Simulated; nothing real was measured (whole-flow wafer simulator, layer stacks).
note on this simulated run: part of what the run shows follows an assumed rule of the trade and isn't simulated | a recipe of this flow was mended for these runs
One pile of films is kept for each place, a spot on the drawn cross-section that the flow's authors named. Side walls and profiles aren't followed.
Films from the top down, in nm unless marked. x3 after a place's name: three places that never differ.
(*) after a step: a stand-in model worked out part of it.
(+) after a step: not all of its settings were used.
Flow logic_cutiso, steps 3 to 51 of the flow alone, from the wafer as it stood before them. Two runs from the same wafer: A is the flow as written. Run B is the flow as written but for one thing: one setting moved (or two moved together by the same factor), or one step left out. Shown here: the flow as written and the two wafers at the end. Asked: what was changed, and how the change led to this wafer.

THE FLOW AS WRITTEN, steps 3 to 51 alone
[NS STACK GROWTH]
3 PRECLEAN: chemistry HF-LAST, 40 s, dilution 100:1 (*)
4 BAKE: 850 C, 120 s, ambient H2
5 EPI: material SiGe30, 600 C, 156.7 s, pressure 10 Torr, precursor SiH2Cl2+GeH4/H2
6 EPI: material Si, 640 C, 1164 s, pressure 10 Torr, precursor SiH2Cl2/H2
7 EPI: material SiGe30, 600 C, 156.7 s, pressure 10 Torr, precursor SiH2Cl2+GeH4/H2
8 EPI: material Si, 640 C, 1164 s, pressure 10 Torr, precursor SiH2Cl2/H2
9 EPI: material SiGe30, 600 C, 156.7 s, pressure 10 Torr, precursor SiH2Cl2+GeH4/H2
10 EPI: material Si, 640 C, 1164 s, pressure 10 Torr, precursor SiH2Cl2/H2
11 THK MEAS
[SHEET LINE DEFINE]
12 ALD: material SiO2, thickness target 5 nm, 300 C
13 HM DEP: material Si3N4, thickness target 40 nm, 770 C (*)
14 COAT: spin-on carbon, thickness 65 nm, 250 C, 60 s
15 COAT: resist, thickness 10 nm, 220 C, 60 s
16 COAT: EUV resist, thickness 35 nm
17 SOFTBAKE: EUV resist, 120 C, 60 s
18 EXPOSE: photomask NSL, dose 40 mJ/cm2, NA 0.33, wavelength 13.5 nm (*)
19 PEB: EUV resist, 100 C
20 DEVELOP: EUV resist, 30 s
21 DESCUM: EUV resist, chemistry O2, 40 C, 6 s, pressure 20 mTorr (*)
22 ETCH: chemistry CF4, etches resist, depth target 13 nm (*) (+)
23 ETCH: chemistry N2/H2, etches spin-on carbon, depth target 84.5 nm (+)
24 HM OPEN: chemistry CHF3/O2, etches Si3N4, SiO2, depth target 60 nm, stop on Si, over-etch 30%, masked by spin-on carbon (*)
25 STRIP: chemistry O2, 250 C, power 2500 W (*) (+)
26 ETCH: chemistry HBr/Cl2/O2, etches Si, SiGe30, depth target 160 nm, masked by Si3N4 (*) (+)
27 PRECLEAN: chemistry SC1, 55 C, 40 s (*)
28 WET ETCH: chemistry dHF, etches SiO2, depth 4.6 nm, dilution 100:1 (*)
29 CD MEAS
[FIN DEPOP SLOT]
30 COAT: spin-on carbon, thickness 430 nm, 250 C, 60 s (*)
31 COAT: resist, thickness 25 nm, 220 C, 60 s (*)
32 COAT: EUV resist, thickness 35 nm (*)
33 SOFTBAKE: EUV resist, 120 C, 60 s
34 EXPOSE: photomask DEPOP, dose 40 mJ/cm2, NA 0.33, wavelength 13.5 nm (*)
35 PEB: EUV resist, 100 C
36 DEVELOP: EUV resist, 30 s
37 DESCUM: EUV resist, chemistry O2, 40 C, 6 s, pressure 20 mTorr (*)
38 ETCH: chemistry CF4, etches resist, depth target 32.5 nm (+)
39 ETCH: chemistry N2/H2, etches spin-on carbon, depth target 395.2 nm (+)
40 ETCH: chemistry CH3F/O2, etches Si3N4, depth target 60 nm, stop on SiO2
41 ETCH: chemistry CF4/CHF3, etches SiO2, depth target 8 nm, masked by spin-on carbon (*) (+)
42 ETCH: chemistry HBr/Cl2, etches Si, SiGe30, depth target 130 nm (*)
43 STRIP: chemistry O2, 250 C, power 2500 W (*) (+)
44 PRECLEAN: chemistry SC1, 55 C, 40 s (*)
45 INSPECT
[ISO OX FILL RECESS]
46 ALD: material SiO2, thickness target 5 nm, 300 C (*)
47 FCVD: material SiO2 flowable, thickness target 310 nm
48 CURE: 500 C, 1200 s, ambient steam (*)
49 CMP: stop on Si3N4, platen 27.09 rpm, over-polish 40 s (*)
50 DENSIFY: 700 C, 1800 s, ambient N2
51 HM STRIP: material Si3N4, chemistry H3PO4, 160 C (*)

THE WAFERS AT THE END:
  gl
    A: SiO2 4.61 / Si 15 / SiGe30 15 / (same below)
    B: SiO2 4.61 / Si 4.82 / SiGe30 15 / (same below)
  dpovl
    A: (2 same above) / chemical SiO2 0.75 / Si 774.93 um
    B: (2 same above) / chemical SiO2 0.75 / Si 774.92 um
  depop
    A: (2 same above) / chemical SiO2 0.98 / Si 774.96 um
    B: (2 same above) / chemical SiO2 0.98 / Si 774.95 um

The cause: step 10, EPI: 617 C was run, where the flow has 640 C.

How the change led to this, step by step:
  10 EPI: material Si, 640 C, 1164 s, pressure 10 Torr, precursor SiH2Cl2/H2
      depop, dpovl, gfld and 19 more: A Si +15 (new film) | B Si +4.82 (new film)
  26 ETCH: chemistry HBr/Cl2/O2, etches Si, SiGe30, depth target 160 nm, masked by Si3N4 (*) (+)
      dpovl, gfld, gxf, iso, isow, lnri, nsgap: A chemical SiO2 -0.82 (all of it), Si -12 (all of it), SiGe30 -15 (all of it), Si -15 (all of it), SiGe30 -15 (all of it), Si -15 (all of it), SiGe30 -15 (all of it), Si -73 | B chemical SiO2 -0.82 (all of it), Si -1.79 (all of it), SiGe30 -15 (all of it), Si -15 (all of it), SiGe30 -15 (all of it), Si -15 (all of it), SiGe30 -15 (all of it), Si -83.2
  42 ETCH: chemistry HBr/Cl2, etches Si, SiGe30, depth target 130 nm (*)
      depop: A Si -13.8 (all of it), SiGe30 -15 (all of it), Si -15 (all of it), SiGe30 -15 (all of it), Si -15 (all of it), SiGe30 -15 (all of it), Si -41.2 | B Si -3.58 (all of it), SiGe30 -15 (all of it), Si -15 (all of it), SiGe30 -15 (all of it), Si -15 (all of it), SiGe30 -15 (all of it), Si -51.4
